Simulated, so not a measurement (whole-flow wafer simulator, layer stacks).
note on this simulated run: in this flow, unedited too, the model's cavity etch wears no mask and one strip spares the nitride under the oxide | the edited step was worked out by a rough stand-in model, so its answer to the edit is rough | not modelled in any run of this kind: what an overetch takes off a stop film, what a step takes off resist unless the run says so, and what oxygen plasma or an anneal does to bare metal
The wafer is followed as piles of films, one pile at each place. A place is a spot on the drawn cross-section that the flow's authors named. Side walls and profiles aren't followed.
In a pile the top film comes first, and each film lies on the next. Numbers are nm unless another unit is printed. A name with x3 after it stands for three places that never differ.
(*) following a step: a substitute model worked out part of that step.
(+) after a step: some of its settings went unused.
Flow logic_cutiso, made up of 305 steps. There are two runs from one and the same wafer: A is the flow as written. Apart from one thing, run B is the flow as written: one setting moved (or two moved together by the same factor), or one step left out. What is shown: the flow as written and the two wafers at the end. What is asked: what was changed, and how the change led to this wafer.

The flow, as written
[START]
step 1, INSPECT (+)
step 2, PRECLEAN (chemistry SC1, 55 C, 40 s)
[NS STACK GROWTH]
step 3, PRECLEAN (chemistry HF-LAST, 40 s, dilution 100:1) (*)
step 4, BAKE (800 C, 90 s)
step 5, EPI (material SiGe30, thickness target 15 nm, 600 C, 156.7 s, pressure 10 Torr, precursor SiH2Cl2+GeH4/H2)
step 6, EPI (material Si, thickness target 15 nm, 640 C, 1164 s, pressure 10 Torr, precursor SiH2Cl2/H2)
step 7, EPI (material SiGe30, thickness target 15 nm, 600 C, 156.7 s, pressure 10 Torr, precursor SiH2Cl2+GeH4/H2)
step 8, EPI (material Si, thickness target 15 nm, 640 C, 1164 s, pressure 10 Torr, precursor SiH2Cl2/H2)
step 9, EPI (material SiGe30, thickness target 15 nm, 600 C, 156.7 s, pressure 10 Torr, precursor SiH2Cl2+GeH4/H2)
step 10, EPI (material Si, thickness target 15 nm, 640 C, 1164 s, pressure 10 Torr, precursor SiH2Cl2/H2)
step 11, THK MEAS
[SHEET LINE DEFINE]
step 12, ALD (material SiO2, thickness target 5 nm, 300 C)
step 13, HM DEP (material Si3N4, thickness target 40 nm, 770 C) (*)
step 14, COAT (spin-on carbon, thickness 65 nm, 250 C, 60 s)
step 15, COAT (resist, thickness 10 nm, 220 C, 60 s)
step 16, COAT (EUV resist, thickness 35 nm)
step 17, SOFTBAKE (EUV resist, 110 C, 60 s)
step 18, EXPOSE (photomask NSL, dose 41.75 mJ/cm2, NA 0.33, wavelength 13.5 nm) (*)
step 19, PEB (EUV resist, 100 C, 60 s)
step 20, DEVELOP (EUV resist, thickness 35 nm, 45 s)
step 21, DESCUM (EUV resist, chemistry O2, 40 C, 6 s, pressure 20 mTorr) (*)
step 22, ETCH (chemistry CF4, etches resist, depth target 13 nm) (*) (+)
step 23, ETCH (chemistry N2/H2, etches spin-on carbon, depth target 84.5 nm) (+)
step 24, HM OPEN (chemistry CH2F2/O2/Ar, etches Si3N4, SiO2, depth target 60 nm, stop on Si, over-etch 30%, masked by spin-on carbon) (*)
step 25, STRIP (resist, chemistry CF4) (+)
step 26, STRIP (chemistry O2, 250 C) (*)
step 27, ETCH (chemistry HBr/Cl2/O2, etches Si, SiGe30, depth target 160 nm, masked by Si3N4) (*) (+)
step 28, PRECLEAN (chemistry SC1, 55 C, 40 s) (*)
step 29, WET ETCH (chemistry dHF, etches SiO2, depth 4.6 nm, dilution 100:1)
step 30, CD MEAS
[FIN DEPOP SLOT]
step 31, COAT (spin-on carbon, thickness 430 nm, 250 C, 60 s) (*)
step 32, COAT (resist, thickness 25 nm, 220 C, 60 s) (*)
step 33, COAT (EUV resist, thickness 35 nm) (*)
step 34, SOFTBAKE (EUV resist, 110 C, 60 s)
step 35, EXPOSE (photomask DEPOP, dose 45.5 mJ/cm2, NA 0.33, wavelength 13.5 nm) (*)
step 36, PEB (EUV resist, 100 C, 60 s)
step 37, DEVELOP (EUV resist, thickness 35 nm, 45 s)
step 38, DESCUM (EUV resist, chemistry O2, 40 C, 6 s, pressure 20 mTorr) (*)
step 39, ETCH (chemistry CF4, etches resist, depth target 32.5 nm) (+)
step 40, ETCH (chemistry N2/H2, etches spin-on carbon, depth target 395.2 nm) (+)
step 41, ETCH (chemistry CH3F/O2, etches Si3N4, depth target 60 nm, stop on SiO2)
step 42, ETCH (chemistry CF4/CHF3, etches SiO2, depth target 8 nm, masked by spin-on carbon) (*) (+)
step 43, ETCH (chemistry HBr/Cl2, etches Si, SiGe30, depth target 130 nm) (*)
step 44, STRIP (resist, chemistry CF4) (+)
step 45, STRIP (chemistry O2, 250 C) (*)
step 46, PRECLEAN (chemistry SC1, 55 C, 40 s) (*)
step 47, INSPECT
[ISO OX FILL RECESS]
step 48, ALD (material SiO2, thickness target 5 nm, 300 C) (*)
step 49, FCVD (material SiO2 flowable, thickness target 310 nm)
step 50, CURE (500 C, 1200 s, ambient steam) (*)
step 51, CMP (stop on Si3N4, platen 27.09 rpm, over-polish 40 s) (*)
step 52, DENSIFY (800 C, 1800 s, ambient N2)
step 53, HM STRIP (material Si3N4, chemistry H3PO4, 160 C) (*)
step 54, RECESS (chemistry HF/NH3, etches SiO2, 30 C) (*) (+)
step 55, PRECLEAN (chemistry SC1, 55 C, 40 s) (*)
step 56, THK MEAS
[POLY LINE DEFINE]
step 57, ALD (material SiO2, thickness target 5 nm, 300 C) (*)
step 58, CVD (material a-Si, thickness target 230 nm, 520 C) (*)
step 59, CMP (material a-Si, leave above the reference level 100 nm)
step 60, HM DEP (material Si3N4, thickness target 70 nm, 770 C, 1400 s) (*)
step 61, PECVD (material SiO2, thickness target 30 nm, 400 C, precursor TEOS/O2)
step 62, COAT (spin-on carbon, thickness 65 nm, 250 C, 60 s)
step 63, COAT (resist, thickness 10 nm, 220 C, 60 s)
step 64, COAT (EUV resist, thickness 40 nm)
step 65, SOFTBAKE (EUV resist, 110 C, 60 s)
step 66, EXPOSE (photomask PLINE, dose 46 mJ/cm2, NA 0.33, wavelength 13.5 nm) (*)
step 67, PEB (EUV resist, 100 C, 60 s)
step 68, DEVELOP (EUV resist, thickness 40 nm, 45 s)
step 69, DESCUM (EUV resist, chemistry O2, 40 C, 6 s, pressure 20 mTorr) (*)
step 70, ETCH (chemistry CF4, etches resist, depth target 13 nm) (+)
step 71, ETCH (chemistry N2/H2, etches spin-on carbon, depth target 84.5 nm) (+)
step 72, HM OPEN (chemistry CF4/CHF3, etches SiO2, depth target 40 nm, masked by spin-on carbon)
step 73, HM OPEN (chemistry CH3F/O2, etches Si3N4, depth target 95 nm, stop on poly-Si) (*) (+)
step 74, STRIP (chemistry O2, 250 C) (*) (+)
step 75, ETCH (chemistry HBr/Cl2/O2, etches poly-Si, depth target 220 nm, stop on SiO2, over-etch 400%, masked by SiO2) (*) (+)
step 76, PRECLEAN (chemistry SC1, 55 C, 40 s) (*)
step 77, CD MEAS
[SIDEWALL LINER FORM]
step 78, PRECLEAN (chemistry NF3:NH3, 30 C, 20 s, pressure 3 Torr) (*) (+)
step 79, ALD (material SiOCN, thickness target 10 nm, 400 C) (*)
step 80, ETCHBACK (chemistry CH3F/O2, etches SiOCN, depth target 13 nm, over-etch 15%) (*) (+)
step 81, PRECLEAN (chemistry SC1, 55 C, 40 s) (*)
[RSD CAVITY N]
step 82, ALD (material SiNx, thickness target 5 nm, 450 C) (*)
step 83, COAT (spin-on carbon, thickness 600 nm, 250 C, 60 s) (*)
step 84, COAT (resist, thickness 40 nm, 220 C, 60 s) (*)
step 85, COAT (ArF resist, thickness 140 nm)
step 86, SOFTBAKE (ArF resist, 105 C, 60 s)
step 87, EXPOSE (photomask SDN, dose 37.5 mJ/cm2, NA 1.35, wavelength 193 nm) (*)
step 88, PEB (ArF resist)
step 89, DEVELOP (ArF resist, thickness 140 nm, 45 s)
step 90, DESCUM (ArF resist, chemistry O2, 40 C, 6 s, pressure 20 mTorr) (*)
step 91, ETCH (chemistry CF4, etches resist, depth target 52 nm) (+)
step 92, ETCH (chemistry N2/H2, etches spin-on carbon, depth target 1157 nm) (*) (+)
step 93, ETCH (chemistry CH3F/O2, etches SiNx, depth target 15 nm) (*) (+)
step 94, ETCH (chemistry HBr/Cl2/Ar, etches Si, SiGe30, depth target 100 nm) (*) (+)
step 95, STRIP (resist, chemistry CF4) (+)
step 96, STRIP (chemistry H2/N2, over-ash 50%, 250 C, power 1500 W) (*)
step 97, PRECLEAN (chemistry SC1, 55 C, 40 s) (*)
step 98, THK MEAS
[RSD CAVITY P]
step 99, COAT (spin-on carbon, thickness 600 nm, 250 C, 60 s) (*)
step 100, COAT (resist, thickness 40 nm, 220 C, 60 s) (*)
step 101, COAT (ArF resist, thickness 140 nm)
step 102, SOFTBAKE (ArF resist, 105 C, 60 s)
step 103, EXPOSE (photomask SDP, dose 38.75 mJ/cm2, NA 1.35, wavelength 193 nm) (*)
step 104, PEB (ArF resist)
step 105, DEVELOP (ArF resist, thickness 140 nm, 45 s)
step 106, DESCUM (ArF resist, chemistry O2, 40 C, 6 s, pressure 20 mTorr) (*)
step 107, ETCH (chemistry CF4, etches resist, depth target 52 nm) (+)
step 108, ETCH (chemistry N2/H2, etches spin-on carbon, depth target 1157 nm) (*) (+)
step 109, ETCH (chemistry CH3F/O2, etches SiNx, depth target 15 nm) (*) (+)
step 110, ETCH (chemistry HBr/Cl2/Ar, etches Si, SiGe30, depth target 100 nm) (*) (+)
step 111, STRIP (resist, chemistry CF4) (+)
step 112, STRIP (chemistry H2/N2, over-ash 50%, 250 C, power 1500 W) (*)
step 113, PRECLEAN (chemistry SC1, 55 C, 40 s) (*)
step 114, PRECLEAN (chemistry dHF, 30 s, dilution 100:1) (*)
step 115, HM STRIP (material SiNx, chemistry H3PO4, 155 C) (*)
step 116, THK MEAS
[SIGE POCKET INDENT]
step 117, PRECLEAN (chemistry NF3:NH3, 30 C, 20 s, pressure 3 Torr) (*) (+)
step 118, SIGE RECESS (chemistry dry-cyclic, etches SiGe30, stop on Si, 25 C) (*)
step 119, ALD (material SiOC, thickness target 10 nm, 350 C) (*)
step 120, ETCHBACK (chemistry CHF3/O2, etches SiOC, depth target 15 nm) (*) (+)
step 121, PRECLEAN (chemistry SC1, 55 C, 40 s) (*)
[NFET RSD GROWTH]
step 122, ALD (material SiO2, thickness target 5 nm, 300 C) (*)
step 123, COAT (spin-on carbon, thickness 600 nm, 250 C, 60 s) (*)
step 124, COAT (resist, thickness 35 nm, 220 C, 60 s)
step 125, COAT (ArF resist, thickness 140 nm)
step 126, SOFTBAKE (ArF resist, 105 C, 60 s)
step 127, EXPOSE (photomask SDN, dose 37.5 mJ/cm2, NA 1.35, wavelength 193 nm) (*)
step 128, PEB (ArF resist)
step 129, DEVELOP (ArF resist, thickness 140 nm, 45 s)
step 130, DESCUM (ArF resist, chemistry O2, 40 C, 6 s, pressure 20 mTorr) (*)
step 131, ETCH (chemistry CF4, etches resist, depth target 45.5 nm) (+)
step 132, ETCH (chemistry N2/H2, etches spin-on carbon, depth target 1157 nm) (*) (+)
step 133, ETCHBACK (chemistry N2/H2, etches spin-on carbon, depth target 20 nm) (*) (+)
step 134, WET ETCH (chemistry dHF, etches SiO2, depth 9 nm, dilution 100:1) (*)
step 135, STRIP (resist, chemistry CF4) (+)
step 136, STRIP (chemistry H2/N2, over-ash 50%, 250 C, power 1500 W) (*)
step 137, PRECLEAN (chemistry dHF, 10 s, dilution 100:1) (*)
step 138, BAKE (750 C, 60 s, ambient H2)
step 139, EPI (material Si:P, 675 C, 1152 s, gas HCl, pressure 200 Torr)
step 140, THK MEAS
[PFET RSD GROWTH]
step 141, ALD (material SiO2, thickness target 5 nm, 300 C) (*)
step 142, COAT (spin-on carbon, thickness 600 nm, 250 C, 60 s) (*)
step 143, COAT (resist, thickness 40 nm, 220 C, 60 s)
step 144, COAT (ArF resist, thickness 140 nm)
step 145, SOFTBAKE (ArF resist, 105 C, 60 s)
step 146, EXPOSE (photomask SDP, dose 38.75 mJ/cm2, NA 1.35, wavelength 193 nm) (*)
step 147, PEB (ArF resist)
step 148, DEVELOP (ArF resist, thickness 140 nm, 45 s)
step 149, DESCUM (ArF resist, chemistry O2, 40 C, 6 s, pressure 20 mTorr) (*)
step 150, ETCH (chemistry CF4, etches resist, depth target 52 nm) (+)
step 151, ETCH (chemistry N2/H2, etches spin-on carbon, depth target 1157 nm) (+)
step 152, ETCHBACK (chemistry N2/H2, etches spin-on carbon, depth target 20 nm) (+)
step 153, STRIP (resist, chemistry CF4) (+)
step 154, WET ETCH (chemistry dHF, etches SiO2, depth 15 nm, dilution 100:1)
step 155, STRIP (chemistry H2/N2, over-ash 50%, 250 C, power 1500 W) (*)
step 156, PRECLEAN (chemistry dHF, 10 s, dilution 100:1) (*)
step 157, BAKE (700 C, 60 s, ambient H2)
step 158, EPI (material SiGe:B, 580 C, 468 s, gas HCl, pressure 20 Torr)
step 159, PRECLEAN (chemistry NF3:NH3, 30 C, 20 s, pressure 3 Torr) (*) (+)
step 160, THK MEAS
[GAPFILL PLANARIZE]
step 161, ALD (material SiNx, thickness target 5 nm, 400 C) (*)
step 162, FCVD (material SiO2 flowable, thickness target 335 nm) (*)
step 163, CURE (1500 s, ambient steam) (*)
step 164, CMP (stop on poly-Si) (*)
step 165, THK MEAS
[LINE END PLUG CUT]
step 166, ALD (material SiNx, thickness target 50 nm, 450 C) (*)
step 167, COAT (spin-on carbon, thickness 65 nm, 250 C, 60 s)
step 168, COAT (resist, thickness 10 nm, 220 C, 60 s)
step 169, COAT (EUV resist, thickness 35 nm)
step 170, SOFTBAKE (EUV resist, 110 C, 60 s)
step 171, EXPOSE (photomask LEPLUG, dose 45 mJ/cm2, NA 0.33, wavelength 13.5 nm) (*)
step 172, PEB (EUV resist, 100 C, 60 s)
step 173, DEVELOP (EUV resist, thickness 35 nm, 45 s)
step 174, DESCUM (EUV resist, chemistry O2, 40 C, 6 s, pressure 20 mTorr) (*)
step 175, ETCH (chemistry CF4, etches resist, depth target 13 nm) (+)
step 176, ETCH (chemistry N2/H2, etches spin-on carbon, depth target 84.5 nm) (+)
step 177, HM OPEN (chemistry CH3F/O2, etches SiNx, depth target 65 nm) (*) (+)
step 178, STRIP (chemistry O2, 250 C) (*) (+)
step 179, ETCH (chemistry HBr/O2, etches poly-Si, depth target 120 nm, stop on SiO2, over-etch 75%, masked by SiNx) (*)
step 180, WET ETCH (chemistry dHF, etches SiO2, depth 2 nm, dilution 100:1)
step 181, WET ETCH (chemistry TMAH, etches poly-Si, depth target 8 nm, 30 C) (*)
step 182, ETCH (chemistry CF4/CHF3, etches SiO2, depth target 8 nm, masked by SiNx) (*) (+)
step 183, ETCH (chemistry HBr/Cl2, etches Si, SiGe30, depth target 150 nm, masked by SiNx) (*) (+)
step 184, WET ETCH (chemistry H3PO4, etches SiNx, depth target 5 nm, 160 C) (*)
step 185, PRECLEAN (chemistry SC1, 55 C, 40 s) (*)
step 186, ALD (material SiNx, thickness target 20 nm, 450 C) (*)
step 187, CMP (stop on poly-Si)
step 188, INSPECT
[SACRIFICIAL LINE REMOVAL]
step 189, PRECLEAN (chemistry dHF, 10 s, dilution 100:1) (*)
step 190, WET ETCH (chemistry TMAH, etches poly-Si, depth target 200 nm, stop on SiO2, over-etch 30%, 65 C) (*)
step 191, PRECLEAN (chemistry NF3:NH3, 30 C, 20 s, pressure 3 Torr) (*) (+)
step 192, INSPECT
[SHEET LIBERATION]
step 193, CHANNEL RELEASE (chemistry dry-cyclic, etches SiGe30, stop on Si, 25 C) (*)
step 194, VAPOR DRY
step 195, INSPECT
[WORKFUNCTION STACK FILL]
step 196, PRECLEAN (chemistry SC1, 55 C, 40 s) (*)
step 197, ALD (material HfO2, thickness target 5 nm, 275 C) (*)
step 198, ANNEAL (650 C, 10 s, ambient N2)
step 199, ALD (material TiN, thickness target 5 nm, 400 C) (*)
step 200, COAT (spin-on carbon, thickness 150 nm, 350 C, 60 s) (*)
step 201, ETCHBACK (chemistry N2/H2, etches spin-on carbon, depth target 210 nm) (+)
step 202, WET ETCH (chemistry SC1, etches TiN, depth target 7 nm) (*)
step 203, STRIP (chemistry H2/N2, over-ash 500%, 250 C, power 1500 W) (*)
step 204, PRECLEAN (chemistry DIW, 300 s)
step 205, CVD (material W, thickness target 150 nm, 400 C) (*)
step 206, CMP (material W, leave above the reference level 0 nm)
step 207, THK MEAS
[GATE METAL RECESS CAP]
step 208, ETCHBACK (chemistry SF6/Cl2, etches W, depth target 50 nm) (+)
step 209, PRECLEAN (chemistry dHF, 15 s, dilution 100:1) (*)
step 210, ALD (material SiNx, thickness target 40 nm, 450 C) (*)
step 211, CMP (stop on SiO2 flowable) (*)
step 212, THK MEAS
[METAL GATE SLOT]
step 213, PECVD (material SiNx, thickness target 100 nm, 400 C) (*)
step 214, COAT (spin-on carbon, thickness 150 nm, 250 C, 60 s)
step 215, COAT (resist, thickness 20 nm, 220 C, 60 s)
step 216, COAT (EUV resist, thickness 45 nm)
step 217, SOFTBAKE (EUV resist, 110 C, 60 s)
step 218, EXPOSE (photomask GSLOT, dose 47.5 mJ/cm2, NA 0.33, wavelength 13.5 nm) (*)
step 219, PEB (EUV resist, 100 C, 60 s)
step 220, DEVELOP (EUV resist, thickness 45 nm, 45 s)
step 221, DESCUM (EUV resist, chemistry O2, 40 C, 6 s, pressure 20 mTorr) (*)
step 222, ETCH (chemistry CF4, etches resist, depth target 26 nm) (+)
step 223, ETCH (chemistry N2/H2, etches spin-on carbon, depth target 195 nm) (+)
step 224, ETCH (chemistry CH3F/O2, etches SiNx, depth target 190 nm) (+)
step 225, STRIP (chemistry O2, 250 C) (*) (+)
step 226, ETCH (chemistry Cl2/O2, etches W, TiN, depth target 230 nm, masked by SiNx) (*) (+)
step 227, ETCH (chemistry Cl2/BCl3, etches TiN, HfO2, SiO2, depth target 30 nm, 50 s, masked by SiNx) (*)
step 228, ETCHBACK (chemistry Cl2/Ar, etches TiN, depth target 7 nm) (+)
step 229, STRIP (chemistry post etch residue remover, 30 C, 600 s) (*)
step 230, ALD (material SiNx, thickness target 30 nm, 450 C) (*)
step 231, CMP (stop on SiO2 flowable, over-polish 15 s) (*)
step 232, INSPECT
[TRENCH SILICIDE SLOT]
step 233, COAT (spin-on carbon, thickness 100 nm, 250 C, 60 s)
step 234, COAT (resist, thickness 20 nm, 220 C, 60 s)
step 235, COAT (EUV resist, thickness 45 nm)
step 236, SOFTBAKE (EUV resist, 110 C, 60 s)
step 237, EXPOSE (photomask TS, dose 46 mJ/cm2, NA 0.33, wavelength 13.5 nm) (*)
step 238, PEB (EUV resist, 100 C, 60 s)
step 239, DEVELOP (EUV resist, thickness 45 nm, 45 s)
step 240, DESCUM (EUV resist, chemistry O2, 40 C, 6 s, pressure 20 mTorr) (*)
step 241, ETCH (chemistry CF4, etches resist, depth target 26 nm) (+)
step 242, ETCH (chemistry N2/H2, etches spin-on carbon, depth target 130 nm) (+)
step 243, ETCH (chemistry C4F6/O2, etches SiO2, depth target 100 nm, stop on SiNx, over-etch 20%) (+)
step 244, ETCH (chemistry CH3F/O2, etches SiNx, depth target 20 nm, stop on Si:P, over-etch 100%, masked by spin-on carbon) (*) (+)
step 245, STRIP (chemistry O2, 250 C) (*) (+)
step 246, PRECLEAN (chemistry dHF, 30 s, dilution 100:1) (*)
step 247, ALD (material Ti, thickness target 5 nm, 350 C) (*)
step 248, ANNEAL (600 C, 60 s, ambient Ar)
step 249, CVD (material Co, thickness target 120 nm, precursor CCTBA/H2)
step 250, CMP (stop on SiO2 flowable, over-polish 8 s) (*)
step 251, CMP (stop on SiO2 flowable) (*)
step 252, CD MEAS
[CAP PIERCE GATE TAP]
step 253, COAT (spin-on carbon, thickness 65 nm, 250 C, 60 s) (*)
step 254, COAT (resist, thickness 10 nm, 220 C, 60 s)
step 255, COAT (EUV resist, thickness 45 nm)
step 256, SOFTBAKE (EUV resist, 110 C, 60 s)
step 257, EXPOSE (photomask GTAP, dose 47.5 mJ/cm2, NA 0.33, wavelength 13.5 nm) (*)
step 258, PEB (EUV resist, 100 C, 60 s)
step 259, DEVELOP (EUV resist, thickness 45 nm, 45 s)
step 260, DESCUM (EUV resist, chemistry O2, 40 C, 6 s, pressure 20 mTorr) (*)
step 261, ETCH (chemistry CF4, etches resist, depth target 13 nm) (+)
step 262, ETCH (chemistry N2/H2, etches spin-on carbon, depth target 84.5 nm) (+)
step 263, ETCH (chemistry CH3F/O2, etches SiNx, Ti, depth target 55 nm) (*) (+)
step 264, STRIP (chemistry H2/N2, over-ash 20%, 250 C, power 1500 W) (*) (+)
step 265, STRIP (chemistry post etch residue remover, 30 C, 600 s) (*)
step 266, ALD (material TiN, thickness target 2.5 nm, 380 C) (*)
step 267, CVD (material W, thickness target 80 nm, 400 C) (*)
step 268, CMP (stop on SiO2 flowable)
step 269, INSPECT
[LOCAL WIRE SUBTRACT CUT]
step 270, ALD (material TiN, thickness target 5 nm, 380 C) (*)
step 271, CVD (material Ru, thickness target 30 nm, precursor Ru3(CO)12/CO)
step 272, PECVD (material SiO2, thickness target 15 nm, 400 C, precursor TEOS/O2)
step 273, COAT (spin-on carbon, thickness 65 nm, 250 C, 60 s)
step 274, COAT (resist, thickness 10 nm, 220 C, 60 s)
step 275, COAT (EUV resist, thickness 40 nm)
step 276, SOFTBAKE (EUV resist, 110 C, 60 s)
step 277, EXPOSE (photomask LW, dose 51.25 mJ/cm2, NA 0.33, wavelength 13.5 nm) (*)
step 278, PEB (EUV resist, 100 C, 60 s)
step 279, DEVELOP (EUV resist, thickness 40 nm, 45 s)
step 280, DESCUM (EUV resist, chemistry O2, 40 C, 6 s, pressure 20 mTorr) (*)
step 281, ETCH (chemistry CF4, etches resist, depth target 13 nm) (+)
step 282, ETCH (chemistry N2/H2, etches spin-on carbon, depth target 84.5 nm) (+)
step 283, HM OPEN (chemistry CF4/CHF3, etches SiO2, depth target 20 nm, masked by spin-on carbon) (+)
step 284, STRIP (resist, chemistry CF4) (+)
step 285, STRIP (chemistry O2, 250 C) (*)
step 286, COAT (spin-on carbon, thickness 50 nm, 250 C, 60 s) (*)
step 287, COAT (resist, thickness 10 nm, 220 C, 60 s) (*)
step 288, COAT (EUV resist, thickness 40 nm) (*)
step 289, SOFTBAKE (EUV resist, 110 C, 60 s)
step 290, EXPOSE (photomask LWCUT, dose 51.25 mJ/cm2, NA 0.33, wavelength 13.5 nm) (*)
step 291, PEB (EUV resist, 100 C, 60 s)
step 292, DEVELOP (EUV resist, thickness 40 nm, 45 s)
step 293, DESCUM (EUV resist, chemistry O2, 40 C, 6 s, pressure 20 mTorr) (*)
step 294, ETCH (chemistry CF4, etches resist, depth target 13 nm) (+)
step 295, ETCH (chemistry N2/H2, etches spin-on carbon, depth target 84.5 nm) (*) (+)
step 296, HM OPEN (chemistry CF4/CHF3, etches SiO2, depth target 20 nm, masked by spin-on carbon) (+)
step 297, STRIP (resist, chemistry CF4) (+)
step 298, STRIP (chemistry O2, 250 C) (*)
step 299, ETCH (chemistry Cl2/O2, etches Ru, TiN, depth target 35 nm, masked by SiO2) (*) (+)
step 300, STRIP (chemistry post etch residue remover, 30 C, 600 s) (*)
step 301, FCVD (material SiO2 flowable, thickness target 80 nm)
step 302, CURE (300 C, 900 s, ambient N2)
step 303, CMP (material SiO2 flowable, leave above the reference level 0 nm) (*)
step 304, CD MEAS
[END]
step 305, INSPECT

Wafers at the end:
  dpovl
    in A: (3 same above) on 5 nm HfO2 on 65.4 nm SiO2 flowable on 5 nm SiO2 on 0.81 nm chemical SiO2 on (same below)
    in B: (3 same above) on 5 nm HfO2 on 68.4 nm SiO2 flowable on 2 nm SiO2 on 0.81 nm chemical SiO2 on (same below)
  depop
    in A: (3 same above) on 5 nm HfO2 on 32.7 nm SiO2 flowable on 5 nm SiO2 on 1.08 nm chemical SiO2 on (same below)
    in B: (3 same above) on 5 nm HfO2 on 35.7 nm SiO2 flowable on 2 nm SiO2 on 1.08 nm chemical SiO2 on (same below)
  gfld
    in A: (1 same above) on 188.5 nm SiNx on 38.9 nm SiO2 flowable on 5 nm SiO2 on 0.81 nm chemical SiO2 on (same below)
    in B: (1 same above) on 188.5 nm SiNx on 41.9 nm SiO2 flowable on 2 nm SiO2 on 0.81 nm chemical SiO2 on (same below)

The reason: step 48, ALD: thickness target 2 nm was run, while the flow as written has thickness target 5 nm.
One can read it off the wafer: dpovl has SiO2 2, and step 48 as written asks for 5 nm.

The path from the change to this, step by step:
  step 48, ALD (material SiO2, thickness target 5 nm, 300 C) (*)
      depop, dpovl, gfld and 19 more: A SiO2 gains 5 (new film) | B SiO2 gains 2 (new film)
  step 49, FCVD (material SiO2 flowable, thickness target 310 nm)
      dpovl, nsgap: A SiO2 flowable gains 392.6 (new film) | B SiO2 flowable gains 380.1 (new film)
      depop: A SiO2 flowable gains 359.9 (new film) | B SiO2 flowable gains 347.4 (new film)
      (and at 2 other places as well)
  step 51, CMP (stop on Si3N4, platen 27.09 rpm, over-polish 40 s) (*)
      lnrt, rsdn, tap: A SiO2 flowable loses 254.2 (all of it), SiO2 loses 5 (all of it), Si3N4 loses 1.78 | B SiO2 flowable loses 252.6 (all of it), SiO2 loses 2 (all of it), Si3N4 loses 1.78
      gxn, gxp: A SiO2 flowable loses 253 (all of it), SiO2 loses 5 (all of it), Si3N4 loses 1.78 | B SiO2 flowable loses 251.4 (all of it), SiO2 loses 2 (all of it), Si3N4 loses 1.78
      (and at 13 other places as well)
  step 197, ALD (material HfO2, thickness target 5 nm, 275 C) (*)
      gxf: A HfO2 gains 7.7 (new film) | B HfO2 gains 5 (new film)
  step 199, ALD (material TiN, thickness target 5 nm, 400 C) (*)
      gxf: A TiN gains 5 (new film) | B TiN gains 7.64 (new film)
